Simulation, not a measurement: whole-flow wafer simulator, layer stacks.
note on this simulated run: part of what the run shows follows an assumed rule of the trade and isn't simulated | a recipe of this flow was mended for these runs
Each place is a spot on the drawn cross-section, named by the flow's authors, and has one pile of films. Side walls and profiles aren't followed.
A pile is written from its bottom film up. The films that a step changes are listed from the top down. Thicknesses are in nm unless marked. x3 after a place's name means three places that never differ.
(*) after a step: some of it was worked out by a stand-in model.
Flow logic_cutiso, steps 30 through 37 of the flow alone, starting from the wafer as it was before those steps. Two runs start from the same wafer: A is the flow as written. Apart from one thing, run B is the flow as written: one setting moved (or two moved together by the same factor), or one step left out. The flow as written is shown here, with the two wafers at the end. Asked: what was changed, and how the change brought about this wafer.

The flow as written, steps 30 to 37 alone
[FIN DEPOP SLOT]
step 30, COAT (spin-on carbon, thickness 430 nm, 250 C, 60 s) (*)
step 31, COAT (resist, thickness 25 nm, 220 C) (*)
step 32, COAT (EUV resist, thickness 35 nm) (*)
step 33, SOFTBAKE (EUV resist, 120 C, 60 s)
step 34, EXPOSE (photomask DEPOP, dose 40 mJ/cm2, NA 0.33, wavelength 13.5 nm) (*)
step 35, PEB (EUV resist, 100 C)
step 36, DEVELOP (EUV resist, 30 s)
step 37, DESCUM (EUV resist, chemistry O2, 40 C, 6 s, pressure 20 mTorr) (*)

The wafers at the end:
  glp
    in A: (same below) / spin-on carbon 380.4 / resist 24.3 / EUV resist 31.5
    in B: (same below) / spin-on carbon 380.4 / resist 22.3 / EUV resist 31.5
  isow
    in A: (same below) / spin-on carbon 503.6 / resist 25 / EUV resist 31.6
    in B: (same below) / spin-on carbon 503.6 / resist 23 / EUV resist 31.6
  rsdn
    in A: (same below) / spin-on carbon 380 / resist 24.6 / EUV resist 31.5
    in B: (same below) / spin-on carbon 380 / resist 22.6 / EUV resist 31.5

What caused this: step 31, COAT: thickness 23 nm was run, while the flow as written has thickness 25 nm.
One can read it off the wafer: isow has resist 23, and step 31 as written asks for 25 nm.

Step by step, how the change led to this:
  step 31, COAT (resist, thickness 25 nm, 220 C) (*)
      depop, dpovl, isow, ns, nsgap: A resist gains 25 (new film) | B resist gains 23 (new film)
      glp, tap: A resist gains 24.3 (new film) | B resist gains 22.3 (new film)
      (also at 15 further places)
